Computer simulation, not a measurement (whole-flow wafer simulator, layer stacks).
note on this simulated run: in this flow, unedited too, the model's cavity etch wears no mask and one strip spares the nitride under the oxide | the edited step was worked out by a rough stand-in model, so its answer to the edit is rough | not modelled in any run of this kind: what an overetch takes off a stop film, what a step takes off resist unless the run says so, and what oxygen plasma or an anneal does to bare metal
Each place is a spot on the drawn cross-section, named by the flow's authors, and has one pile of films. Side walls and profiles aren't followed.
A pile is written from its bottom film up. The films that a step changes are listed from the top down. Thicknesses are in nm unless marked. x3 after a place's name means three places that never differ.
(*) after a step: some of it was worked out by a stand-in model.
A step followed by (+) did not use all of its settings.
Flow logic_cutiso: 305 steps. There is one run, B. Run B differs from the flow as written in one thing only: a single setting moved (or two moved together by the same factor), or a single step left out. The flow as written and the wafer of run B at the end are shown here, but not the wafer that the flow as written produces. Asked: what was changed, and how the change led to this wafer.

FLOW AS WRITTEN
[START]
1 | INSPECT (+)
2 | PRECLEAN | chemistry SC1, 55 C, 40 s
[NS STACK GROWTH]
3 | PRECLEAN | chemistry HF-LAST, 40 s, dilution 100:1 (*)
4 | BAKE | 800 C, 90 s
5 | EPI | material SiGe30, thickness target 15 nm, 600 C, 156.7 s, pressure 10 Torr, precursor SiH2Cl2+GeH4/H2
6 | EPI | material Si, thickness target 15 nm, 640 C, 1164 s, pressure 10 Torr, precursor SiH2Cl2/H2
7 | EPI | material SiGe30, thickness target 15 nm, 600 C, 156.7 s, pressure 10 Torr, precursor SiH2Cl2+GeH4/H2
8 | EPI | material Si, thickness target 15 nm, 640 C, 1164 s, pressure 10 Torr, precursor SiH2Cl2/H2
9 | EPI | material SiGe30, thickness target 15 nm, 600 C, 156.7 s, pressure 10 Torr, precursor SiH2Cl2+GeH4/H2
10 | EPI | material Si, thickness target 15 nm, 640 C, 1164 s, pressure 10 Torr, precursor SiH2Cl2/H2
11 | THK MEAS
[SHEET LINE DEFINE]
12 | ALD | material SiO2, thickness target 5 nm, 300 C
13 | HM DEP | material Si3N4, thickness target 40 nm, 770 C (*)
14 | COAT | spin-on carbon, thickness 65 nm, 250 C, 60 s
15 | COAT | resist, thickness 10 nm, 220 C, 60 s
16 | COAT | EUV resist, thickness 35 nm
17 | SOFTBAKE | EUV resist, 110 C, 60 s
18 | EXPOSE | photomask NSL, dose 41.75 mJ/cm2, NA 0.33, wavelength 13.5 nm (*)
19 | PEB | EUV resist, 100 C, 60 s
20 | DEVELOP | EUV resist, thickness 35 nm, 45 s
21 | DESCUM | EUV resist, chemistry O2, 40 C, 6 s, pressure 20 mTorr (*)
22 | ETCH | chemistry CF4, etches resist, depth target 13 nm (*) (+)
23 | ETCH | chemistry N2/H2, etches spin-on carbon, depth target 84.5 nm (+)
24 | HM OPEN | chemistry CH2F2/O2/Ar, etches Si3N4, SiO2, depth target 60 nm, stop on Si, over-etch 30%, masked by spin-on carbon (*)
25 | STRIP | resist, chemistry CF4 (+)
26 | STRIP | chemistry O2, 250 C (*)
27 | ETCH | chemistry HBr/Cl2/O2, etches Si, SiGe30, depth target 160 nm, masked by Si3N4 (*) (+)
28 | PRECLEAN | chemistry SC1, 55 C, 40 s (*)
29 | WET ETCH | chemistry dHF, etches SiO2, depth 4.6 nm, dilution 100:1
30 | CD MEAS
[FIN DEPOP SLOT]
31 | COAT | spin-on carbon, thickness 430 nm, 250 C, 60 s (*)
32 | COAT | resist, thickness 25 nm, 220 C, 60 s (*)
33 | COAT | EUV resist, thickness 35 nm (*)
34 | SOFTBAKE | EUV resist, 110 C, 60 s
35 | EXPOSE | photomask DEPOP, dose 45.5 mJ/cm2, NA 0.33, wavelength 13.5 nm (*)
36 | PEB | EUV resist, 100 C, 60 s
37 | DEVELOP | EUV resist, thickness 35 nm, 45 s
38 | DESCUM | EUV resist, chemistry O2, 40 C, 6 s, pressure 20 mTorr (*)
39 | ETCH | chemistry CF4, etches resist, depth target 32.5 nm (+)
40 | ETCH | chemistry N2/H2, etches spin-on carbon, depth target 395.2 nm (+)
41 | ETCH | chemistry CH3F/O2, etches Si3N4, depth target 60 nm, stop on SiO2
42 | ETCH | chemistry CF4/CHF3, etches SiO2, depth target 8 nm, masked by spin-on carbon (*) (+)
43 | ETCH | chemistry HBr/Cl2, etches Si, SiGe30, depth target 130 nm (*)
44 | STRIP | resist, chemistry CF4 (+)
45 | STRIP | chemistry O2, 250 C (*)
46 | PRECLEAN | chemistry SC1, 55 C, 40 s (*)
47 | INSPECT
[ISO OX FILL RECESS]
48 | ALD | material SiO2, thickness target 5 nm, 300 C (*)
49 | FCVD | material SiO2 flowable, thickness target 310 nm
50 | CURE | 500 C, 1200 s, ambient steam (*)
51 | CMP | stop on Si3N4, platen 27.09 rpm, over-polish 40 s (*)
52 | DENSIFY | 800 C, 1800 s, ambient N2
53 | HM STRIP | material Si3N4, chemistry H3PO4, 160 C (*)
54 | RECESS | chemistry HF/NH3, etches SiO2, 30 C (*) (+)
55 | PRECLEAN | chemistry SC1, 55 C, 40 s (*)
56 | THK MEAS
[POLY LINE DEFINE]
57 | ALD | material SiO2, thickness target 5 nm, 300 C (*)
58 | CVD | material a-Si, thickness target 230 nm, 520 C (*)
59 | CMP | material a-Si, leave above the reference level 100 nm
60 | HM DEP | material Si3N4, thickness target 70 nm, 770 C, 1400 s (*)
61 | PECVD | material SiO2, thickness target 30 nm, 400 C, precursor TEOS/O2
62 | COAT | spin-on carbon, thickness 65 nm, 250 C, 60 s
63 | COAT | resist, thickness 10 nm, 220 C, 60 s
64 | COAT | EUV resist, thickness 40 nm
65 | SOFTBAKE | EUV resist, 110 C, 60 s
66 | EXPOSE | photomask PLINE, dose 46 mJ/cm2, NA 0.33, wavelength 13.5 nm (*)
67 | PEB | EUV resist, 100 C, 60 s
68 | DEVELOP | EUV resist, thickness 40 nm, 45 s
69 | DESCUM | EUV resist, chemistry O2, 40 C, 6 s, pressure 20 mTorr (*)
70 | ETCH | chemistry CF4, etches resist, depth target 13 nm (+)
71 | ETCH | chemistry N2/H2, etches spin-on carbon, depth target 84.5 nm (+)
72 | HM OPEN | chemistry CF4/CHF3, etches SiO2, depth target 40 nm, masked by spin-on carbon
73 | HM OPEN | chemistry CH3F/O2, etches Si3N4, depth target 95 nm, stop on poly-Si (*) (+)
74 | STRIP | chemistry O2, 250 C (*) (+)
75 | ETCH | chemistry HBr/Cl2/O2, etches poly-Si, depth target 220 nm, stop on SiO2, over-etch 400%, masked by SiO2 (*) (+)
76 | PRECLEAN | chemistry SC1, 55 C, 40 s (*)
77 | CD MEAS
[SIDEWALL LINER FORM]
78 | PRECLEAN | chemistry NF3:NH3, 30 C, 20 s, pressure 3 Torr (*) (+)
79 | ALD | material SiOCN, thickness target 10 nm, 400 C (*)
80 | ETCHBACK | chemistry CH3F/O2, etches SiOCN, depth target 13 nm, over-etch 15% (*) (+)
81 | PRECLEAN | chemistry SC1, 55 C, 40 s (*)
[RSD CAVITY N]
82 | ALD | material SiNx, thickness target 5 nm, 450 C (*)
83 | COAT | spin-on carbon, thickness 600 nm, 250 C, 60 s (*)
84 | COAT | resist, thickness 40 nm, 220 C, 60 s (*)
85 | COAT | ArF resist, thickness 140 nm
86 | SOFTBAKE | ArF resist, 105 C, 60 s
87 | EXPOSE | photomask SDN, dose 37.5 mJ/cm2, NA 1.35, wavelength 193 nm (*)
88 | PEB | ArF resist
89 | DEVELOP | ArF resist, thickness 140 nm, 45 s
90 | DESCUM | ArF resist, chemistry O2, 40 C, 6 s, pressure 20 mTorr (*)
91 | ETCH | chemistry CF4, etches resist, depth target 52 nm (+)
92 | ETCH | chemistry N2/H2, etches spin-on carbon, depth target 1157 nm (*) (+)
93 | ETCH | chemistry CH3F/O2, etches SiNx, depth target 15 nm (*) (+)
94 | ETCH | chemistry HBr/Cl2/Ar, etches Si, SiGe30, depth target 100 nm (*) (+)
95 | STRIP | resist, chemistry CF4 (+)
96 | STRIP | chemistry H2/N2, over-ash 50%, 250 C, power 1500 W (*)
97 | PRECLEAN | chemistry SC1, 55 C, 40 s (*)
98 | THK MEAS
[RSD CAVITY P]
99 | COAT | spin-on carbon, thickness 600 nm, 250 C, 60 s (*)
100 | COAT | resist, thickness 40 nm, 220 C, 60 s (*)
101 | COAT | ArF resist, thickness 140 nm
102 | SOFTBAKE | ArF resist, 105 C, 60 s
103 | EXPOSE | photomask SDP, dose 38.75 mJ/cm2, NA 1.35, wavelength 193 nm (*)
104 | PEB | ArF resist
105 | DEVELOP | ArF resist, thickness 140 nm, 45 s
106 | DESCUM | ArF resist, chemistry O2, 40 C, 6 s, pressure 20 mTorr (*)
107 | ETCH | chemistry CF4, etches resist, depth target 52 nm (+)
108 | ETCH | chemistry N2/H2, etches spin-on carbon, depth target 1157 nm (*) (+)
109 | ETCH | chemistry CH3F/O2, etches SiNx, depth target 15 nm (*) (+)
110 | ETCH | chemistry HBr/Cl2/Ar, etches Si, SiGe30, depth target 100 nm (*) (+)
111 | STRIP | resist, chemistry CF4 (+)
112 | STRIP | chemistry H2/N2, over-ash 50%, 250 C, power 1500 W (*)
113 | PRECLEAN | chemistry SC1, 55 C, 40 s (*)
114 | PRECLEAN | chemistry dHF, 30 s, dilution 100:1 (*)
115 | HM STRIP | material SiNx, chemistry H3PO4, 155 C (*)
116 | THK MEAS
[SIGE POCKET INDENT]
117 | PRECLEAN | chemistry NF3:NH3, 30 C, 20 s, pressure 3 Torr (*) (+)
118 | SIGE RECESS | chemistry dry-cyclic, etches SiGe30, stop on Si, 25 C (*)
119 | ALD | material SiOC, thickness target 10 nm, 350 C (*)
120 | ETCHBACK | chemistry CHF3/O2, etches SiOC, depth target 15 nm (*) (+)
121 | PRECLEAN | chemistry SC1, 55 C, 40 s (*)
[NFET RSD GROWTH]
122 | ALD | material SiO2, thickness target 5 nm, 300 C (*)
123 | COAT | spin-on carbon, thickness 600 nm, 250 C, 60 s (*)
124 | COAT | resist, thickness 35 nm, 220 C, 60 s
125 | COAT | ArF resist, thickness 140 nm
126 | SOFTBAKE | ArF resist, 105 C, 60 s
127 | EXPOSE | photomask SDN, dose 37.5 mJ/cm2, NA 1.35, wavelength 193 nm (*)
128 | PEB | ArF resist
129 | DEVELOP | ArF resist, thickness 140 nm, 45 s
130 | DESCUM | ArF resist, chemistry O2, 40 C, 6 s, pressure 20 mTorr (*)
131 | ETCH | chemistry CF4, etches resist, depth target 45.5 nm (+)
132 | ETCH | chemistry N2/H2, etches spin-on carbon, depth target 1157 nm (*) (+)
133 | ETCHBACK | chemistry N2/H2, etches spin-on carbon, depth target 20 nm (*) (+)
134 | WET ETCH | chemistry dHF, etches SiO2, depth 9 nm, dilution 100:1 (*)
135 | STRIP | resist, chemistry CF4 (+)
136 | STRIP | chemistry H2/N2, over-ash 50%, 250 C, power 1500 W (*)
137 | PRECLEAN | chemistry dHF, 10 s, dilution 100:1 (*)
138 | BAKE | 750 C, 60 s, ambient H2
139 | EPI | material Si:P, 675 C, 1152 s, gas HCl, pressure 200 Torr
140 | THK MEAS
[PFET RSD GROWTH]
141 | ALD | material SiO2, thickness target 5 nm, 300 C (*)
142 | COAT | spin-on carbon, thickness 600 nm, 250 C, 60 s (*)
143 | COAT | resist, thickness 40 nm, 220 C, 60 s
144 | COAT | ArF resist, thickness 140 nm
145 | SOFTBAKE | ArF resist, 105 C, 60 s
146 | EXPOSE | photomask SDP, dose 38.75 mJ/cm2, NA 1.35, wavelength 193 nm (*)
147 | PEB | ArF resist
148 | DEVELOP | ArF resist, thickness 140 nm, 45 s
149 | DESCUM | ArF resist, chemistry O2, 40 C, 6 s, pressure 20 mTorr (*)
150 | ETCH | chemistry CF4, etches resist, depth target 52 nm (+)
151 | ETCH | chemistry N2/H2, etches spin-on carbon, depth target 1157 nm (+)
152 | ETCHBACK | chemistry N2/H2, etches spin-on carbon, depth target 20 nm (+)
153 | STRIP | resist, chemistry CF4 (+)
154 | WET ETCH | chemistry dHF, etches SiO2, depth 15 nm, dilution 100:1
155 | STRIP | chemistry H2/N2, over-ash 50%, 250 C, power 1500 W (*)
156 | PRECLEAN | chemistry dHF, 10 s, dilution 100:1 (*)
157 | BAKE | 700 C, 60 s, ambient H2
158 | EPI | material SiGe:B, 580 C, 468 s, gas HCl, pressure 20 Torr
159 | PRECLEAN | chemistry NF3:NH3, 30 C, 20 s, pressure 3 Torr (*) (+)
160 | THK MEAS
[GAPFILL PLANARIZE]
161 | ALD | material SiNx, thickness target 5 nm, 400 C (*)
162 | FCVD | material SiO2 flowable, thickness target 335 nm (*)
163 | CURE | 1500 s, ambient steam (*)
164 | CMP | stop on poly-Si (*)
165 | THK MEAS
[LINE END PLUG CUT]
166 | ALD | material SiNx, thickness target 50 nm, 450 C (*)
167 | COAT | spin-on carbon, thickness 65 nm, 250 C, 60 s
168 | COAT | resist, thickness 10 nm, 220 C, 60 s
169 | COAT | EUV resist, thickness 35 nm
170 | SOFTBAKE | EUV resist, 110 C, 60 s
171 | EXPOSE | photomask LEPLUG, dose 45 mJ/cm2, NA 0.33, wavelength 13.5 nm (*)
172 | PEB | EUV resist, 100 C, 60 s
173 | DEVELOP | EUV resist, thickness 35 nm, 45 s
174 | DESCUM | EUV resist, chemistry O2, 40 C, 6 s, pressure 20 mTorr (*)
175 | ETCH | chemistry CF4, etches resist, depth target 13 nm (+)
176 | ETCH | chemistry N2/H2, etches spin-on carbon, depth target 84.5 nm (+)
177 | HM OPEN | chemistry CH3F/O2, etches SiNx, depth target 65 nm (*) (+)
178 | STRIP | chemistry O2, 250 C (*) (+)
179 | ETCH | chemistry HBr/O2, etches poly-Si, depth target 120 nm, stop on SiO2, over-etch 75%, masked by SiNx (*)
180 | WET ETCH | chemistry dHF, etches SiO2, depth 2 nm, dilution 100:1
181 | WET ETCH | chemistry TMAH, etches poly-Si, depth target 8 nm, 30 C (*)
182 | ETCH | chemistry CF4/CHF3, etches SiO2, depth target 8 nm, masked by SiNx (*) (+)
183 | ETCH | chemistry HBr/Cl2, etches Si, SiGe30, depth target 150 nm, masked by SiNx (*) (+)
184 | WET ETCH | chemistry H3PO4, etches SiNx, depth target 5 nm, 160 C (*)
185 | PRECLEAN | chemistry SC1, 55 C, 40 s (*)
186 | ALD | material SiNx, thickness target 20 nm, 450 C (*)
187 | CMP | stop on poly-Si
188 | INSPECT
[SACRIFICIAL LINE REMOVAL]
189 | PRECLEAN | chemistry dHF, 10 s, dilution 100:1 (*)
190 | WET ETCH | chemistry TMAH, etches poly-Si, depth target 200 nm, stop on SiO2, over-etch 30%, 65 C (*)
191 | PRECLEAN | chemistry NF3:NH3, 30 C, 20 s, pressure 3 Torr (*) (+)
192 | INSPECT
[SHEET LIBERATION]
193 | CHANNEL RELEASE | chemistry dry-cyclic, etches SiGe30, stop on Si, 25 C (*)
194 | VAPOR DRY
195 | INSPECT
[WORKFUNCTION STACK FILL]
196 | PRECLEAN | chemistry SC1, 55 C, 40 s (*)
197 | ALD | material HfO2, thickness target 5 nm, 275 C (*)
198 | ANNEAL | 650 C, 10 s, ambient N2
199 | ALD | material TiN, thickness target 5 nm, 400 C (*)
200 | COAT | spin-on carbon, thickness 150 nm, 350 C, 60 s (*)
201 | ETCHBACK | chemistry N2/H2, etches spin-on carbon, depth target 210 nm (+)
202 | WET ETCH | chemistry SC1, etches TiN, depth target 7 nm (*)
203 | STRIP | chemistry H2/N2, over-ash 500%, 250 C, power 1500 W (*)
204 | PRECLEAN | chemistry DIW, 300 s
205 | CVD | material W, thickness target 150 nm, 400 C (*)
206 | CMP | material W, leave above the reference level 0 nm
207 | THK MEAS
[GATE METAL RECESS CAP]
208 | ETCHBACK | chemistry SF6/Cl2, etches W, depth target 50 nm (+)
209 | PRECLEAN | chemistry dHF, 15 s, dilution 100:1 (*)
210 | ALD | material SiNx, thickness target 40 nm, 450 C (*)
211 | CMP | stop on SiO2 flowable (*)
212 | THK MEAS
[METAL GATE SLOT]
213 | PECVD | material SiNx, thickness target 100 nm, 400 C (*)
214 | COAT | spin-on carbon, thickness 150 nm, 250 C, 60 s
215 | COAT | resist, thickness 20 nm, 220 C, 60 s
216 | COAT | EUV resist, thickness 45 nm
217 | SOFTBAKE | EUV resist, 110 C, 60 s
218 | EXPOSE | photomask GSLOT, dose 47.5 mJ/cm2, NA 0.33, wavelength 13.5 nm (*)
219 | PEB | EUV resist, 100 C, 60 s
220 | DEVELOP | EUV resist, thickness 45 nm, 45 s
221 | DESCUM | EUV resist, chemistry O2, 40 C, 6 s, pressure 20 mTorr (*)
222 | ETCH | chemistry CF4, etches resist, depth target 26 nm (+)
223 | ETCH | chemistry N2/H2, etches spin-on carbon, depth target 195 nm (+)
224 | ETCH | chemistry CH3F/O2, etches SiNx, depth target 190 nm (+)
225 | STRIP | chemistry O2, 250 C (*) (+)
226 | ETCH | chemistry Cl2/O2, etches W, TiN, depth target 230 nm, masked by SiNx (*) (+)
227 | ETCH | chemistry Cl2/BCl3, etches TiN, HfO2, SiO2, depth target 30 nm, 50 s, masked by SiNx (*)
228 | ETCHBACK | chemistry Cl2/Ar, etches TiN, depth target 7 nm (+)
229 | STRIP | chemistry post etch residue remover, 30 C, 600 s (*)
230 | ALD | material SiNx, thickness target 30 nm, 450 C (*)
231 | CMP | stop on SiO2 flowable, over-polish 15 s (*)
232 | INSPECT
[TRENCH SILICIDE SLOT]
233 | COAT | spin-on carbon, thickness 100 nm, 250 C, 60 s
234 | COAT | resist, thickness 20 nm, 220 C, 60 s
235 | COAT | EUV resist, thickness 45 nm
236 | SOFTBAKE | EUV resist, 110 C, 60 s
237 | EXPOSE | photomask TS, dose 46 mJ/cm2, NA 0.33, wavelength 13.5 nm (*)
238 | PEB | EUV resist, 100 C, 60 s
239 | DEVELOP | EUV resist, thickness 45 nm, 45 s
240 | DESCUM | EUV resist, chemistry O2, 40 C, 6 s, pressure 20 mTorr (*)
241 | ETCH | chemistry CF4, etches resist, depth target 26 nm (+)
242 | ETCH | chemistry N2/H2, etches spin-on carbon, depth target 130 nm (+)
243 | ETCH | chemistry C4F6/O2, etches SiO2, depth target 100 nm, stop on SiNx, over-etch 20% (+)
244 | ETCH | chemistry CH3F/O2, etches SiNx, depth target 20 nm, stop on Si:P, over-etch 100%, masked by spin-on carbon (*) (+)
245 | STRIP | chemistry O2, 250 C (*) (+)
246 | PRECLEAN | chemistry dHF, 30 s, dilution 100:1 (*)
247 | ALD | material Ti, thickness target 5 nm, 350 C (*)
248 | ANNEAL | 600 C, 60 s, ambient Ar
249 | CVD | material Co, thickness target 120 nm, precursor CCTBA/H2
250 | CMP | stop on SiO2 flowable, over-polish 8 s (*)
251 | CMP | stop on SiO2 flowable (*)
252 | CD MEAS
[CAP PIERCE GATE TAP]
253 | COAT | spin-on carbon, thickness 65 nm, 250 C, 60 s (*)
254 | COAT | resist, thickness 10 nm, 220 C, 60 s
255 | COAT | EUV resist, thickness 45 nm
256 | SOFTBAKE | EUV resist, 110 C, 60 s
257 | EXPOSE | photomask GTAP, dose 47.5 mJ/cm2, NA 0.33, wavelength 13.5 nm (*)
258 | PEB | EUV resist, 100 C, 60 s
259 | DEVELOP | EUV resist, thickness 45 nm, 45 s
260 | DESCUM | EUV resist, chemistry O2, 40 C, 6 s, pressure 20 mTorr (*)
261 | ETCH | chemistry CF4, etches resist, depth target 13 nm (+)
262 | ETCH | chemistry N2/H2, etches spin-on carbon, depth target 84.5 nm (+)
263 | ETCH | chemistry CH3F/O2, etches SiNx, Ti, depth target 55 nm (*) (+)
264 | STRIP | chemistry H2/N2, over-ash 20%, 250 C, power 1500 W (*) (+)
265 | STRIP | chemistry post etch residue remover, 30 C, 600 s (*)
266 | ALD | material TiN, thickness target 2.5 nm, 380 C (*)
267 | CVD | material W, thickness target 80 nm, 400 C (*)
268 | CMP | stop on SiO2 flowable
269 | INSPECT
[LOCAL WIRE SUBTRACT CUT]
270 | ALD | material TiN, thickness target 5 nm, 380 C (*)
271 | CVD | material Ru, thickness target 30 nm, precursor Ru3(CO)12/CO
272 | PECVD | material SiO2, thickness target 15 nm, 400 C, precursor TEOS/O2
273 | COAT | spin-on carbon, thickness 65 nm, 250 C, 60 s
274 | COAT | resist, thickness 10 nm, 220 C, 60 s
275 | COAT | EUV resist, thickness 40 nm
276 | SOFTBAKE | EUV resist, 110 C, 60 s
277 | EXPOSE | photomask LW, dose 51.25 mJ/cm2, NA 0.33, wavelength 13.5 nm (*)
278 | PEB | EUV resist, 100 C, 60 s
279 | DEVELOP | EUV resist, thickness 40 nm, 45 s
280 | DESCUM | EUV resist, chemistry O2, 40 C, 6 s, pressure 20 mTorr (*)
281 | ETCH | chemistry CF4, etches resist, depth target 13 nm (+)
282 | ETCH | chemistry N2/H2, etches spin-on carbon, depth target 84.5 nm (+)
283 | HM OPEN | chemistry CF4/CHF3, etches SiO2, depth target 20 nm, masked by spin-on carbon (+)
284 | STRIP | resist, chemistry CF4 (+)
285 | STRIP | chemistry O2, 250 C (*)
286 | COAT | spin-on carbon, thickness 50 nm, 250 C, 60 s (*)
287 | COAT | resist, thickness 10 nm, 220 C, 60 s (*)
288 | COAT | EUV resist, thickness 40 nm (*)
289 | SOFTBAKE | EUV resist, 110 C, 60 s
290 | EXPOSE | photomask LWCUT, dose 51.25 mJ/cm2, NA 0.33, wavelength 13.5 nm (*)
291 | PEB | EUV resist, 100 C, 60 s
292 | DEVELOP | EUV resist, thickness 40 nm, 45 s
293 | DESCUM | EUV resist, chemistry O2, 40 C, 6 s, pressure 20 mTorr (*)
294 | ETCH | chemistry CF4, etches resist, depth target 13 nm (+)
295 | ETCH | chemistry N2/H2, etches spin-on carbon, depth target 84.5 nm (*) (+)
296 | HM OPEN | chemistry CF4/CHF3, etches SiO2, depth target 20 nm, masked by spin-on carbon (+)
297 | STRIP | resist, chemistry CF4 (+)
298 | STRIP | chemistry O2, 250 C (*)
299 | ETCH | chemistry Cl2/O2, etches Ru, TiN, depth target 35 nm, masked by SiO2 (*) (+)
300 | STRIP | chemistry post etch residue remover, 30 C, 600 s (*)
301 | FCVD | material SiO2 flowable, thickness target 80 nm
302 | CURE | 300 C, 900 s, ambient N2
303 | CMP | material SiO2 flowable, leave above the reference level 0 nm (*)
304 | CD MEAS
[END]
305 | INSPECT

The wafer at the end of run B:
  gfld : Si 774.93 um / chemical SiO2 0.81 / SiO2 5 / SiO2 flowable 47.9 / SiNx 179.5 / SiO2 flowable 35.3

The reason: step 227, ETCH: depth target 21 nm was run, though the flow has depth target 30 nm; step 227, ETCH: 35 s was run, where the flow has 50 s.

The path from the change to this, step by step:
  227 | ETCH | chemistry Cl2/BCl3, etches TiN, HfO2, SiO2, depth target 30 nm, 50 s, masked by SiNx (*)
      depop, dpovl, gl and 18 more: -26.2 SiNx (in the flow as written it would be: -37.4 SiNx)
      gfld: -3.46 HfO2 (all of it), -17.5 SiO2 flowable (in the flow as written it would be: -3.46 HfO2 (all of it), -26.5 SiO2 flowable)
  231 | CMP | stop on SiO2 flowable, over-polish 15 s (*)
      depop, dpovl, gfld and 10 more: -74 SiNx (in the flow as written it would be: -62.7 SiNx)
      lnr, lnri, lnrp, lnrt: -72.2 SiNx (all of it), -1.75 SiOCN (in the flow as written it would be: -61 SiNx (all of it), -1.75 SiOCN)
      (and at 5 other places as well)
